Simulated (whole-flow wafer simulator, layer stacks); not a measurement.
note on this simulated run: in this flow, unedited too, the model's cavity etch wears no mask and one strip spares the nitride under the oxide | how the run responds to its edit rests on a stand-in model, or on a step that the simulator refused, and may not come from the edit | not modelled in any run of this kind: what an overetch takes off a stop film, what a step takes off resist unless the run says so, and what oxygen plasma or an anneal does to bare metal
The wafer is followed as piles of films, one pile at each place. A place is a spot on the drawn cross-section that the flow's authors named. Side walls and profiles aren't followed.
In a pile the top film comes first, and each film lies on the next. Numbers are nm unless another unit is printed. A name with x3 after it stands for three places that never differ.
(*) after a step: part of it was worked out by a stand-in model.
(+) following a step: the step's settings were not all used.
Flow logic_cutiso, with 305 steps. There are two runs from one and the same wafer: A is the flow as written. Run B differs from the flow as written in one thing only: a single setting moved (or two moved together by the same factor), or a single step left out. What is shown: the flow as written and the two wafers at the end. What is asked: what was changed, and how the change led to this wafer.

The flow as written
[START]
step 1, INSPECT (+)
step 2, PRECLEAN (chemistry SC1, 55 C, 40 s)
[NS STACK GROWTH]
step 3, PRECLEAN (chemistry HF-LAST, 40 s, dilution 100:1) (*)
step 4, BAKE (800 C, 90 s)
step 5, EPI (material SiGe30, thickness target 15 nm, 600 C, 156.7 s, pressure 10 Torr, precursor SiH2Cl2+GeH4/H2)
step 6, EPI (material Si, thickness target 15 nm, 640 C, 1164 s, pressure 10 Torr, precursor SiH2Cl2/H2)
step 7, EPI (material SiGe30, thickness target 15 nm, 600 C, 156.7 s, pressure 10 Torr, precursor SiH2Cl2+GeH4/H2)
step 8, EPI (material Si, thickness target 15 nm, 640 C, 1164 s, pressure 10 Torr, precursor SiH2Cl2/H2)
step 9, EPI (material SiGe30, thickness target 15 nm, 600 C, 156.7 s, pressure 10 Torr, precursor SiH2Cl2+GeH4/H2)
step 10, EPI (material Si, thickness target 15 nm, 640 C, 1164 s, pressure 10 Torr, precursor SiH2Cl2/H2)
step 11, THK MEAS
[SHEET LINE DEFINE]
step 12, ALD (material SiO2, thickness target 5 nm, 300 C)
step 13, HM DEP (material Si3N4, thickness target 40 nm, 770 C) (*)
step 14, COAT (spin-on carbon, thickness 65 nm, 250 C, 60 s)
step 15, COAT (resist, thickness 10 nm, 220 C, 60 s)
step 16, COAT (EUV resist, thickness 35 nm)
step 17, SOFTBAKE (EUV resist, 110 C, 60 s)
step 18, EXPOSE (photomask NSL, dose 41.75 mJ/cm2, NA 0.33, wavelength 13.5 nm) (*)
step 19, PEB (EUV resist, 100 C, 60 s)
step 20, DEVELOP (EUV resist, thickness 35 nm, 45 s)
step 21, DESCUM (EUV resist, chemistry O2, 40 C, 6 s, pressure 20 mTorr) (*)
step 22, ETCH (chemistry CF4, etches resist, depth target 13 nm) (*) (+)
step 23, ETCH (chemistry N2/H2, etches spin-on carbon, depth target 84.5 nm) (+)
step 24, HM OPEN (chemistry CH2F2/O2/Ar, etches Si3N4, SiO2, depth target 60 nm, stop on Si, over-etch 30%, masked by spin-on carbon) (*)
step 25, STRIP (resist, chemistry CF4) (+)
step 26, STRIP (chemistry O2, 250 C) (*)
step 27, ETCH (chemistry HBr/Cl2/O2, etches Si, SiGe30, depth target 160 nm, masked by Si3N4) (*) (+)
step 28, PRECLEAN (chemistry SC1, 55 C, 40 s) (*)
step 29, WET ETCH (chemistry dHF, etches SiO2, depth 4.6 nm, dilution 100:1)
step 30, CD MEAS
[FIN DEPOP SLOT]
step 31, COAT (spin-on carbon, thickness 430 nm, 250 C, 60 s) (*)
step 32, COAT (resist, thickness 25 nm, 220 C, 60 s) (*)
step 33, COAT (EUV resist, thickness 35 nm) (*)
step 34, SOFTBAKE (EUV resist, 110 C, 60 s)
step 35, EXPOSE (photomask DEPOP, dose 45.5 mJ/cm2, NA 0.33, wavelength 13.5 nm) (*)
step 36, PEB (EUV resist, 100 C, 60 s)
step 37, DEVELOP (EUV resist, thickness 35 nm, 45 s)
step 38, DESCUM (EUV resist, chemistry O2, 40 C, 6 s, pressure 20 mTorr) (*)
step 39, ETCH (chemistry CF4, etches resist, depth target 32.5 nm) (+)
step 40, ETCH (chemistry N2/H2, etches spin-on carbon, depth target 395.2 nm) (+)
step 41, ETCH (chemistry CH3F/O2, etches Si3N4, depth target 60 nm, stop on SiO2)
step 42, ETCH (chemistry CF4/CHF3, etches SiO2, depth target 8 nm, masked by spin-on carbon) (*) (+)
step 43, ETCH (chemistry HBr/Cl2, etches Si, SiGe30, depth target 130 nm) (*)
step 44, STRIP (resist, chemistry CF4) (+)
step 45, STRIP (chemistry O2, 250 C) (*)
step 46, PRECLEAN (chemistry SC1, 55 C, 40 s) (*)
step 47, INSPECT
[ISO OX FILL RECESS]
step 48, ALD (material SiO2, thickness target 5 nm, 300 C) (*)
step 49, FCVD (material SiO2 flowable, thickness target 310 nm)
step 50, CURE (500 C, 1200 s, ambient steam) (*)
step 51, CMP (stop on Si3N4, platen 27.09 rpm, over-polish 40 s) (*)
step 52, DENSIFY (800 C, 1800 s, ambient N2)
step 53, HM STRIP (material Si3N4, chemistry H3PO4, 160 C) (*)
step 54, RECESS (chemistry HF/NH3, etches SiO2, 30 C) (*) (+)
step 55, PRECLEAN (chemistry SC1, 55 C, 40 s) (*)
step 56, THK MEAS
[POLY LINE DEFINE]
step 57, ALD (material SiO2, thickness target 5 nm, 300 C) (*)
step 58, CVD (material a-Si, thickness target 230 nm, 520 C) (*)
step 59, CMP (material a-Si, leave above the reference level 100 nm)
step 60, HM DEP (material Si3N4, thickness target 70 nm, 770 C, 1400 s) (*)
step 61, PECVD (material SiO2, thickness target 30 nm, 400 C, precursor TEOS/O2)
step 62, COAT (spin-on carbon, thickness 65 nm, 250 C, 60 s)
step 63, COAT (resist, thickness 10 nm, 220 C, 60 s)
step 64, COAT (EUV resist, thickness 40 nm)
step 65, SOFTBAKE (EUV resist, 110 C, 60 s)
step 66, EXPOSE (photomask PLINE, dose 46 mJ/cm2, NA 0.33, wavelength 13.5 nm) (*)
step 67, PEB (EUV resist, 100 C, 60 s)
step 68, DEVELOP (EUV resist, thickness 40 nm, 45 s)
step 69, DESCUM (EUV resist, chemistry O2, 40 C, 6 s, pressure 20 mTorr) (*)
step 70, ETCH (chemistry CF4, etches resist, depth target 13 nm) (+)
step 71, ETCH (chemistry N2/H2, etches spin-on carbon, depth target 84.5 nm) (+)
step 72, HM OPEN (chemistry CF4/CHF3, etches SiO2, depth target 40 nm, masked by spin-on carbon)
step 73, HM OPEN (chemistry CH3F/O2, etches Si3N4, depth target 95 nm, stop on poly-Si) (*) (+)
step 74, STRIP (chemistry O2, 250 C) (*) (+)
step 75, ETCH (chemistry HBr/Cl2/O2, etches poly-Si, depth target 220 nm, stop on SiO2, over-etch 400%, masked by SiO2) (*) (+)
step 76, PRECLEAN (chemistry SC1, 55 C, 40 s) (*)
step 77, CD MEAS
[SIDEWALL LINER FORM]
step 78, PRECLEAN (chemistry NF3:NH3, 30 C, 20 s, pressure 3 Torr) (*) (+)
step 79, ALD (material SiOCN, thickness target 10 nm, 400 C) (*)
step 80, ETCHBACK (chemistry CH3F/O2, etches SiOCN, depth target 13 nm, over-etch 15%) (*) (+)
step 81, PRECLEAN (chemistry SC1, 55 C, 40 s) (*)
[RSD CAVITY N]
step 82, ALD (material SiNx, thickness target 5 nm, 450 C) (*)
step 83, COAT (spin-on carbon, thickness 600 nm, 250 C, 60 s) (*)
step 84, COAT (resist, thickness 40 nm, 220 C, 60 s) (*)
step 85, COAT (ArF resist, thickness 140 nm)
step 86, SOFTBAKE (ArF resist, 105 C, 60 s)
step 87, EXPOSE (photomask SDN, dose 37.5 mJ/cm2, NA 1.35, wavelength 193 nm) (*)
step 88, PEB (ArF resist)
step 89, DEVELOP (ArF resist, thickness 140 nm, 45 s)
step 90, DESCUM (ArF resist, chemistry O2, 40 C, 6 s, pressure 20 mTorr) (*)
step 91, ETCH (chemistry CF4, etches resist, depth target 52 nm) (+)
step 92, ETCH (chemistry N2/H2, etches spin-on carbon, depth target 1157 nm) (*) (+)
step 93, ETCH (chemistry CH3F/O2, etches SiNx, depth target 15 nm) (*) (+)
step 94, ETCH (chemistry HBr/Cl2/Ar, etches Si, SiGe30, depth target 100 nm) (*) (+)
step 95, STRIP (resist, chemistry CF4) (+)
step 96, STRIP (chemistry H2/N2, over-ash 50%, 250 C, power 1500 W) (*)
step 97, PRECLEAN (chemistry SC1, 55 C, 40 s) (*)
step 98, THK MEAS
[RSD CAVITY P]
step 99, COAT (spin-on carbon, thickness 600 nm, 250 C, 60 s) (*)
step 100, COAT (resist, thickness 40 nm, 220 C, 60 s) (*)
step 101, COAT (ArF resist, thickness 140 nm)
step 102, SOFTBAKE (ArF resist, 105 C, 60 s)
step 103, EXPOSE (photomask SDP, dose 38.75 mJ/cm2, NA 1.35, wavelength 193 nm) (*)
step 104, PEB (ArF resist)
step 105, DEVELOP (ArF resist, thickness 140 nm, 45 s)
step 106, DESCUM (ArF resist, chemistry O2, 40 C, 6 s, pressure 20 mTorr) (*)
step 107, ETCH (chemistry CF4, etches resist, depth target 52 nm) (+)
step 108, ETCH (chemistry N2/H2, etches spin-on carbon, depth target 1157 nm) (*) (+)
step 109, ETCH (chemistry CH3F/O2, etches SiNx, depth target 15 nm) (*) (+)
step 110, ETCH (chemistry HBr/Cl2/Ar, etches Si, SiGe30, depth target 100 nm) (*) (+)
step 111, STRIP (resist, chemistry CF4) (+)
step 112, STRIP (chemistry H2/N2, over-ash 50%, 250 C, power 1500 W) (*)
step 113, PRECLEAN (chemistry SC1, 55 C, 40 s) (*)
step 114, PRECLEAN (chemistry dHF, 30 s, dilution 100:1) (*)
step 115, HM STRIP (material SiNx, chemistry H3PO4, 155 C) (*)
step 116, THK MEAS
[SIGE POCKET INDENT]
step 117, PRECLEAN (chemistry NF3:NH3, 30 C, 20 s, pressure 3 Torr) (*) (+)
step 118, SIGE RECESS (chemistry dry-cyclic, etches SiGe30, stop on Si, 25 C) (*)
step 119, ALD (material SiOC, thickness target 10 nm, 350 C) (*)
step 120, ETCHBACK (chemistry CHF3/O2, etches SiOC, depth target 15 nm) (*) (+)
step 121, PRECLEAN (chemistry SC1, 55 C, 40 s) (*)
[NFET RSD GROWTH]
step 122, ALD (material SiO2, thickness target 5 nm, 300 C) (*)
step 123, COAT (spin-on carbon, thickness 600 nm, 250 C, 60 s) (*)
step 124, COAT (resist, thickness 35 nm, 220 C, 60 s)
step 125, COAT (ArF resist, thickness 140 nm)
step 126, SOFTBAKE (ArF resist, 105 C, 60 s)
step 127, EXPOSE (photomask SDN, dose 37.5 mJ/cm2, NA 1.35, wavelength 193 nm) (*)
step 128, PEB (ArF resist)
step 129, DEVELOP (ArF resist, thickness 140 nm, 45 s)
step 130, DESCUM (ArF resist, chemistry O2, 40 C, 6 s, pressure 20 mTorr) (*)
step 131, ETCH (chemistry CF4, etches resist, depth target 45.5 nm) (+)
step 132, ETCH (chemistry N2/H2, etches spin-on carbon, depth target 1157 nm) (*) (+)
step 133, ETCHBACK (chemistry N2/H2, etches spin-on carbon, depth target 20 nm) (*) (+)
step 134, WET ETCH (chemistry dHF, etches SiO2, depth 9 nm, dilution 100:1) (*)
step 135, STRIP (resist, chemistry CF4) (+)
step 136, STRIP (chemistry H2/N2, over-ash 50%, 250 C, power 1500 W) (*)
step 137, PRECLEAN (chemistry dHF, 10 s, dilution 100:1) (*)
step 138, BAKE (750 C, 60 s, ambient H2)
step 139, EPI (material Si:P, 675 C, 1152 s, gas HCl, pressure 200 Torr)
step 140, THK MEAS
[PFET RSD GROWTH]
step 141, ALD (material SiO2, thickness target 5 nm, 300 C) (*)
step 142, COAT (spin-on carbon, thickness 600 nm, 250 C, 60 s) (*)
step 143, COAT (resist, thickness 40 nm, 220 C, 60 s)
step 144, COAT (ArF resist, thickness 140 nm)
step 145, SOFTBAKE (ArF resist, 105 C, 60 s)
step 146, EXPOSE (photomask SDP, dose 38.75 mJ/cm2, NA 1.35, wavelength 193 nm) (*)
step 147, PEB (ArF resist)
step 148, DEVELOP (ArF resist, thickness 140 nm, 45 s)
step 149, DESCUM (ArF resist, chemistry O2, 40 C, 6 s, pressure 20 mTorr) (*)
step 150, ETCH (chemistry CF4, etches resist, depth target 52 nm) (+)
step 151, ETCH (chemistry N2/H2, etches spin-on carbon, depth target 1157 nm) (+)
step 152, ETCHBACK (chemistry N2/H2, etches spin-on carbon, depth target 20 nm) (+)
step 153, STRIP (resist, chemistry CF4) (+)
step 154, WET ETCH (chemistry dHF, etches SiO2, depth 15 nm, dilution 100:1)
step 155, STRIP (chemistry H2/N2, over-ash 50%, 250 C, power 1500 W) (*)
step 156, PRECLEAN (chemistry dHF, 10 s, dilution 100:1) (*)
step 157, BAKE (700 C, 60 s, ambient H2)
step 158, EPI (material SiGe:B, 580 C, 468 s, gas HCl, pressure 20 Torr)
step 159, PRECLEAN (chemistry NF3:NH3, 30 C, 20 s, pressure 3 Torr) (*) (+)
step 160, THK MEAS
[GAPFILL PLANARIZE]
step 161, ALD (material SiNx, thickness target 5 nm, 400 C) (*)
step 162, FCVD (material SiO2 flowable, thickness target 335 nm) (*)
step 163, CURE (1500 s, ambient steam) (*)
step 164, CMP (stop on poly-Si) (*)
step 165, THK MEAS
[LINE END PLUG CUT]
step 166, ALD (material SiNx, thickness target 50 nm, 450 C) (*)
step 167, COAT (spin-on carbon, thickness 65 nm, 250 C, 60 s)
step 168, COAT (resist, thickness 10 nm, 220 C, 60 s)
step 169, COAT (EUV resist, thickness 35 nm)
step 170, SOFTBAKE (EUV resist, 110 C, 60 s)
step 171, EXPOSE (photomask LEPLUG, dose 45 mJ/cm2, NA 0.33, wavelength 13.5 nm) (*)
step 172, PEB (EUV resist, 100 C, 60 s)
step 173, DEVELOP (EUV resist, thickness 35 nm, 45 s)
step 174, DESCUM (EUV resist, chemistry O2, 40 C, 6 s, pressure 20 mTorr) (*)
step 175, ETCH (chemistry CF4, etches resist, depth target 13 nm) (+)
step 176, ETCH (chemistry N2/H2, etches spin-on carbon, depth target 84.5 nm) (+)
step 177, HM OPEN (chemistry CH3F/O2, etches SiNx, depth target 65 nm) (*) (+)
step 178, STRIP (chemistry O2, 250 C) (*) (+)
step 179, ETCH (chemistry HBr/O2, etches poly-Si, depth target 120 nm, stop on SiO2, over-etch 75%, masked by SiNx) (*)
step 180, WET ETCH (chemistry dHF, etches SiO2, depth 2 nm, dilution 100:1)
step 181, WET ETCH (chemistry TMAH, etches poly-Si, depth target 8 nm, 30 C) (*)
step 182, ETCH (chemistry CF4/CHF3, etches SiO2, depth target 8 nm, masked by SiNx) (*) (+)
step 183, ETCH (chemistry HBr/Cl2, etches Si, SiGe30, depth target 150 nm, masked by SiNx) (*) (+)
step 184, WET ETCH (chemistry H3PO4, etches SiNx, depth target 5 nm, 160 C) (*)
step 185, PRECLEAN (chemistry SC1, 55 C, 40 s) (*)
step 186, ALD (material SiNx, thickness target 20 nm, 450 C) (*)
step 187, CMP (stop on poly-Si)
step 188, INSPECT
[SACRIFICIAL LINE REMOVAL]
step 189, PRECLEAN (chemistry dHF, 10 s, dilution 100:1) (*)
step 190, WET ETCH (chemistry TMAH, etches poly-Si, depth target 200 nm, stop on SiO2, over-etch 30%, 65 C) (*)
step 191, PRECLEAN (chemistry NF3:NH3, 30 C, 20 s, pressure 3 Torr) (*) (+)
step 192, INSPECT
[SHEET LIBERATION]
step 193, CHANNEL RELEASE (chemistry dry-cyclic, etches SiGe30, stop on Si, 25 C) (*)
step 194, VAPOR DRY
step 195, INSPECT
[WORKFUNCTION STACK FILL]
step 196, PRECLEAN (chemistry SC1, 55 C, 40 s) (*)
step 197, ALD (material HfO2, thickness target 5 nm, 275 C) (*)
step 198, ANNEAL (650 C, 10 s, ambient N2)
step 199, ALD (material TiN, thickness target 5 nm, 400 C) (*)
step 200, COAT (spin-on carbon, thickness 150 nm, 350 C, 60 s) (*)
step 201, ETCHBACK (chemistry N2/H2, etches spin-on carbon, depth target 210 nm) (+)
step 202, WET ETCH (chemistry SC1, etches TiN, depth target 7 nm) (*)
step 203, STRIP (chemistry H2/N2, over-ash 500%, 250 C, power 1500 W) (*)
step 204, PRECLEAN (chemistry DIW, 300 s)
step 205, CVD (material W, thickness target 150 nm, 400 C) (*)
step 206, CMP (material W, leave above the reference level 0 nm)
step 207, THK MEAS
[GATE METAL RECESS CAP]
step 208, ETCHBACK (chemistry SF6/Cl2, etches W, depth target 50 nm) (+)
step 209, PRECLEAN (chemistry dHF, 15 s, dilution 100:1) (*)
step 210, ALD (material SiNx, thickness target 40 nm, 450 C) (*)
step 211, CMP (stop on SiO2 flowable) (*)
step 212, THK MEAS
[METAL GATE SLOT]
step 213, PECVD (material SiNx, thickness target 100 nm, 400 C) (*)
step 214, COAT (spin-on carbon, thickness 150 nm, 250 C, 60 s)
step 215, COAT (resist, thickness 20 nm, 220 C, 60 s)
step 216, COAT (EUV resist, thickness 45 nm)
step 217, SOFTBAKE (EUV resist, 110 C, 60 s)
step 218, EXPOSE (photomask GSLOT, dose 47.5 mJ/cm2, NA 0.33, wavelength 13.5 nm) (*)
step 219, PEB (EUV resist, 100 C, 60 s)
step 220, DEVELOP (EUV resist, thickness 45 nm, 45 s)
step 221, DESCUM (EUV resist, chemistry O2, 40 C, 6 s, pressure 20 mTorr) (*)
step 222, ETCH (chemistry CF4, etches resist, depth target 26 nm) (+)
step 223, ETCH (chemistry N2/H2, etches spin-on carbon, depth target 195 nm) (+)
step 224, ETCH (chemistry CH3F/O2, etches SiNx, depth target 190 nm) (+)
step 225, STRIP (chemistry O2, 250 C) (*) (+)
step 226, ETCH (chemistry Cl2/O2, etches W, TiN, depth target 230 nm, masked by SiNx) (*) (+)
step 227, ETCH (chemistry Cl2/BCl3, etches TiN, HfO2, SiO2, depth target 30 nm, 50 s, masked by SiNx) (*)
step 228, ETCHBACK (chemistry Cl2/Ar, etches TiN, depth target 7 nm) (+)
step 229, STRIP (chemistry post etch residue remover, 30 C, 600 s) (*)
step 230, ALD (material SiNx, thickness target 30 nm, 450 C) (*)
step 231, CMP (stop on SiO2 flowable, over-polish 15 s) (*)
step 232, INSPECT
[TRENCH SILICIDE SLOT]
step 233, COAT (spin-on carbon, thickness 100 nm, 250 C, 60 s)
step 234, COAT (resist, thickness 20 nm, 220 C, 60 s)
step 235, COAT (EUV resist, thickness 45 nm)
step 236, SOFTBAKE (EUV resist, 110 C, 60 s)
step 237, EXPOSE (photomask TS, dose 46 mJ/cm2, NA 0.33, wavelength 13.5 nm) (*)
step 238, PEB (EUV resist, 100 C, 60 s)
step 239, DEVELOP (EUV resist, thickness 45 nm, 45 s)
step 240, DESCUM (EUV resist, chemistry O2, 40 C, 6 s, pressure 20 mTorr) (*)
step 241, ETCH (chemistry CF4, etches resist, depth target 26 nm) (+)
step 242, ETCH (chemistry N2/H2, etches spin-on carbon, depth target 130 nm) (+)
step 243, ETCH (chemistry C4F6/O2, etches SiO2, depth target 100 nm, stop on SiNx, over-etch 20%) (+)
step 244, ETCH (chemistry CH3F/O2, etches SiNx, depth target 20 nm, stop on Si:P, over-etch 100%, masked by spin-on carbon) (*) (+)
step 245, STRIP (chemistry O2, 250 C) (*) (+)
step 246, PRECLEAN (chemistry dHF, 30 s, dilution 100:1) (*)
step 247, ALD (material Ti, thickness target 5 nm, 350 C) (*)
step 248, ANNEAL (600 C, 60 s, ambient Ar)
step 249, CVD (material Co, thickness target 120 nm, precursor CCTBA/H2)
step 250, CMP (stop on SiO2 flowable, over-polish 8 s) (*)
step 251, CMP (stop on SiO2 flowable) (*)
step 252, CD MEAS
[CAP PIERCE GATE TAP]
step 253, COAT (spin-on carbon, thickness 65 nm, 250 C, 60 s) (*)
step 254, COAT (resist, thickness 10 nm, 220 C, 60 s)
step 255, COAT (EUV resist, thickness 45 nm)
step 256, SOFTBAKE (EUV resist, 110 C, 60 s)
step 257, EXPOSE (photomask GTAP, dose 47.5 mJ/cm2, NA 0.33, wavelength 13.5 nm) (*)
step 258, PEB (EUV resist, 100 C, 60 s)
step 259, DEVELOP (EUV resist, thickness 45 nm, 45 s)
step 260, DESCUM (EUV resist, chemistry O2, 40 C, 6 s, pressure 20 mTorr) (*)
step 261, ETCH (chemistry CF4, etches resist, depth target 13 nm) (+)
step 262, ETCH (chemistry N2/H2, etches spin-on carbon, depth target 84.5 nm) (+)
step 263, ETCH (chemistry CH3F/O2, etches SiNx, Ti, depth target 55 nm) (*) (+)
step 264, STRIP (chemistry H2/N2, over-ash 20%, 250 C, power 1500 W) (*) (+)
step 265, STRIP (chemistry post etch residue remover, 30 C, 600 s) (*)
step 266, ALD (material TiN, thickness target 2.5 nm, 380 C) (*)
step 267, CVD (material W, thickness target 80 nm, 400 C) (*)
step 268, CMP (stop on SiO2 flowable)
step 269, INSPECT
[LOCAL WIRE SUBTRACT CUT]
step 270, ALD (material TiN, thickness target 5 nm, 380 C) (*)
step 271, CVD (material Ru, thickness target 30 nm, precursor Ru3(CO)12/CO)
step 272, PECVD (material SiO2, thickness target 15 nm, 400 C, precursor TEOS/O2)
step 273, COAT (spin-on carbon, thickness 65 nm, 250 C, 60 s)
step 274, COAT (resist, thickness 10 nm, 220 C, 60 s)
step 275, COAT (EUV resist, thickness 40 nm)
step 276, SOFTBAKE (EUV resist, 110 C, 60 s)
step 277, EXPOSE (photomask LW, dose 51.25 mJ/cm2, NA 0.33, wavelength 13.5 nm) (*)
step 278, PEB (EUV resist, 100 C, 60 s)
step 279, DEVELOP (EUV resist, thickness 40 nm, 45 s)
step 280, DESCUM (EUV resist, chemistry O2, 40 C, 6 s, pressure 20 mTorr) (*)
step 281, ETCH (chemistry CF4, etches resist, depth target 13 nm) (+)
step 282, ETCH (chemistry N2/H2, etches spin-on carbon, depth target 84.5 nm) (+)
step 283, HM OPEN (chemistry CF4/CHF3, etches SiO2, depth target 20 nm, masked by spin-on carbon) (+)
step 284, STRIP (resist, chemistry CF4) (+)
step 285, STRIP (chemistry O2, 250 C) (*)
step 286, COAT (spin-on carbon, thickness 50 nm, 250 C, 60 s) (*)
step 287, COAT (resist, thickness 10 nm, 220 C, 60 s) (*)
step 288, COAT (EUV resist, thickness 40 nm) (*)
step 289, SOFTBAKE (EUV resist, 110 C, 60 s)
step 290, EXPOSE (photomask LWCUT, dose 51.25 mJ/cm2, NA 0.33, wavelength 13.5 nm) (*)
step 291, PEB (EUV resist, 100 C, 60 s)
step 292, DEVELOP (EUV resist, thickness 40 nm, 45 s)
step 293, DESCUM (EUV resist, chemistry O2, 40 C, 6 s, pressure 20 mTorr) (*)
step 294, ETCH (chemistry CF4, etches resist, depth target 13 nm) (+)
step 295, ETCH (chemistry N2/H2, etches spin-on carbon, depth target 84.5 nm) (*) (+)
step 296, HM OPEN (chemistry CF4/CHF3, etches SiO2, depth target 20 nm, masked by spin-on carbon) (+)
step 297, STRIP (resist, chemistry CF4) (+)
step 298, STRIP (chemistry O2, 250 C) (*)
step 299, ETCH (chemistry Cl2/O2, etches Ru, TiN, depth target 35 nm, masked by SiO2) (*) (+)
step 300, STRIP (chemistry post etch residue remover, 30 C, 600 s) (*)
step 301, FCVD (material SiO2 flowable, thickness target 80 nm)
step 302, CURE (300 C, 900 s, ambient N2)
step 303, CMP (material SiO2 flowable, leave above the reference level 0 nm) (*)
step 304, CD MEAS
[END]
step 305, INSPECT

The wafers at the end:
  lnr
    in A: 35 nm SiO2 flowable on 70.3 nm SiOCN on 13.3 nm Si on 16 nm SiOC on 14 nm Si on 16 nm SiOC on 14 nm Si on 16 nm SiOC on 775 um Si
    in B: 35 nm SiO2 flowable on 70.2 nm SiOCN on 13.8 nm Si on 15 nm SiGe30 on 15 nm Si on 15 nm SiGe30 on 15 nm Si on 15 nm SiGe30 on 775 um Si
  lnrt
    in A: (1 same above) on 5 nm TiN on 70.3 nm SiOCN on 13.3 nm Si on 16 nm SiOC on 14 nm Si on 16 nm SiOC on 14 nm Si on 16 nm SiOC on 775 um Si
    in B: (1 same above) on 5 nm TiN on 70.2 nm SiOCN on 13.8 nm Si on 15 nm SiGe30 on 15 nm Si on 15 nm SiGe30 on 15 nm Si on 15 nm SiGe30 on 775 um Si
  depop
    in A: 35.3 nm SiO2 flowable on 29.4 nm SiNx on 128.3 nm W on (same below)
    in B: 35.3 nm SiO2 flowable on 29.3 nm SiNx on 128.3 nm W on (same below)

Cause: step 118, SIGE RECESS: chemistry dry-cyclic, etches SiGe30, stop on Si, 25 C (*), was skipped.

The path from the change to this, step by step:
  step 119, ALD (material SiOC, thickness target 10 nm, 350 C) (*)
      lnr, lnrp, lnrt: A +10 SiOC (new film), +16 SiOC (new film), -16 cavity (all of it), +16 SiOC (new film), -16 cavity (all of it), +16 SiOC (new film), -16 cavity (all of it) | B +10 SiOC (new film)
  step 120, ETCHBACK (chemistry CHF3/O2, etches SiOC, depth target 15 nm) (*) (+)
      gxn: A -11 SiOC (all of it), -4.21 SiO2 (all of it) | B -11.2 SiOC (all of it), -3.81 SiO2
      gxp: A -11 SiOC (all of it), -4.25 SiO2 (all of it) | B -11.2 SiOC (all of it), -3.84 SiO2
  step 122, ALD (material SiO2, thickness target 5 nm, 300 C) (*)
      gxn: A +6.76 SiO2 (new film) | B +6.53 SiO2
      gxp: A +6.75 SiO2 (new film) | B +6.51 SiO2
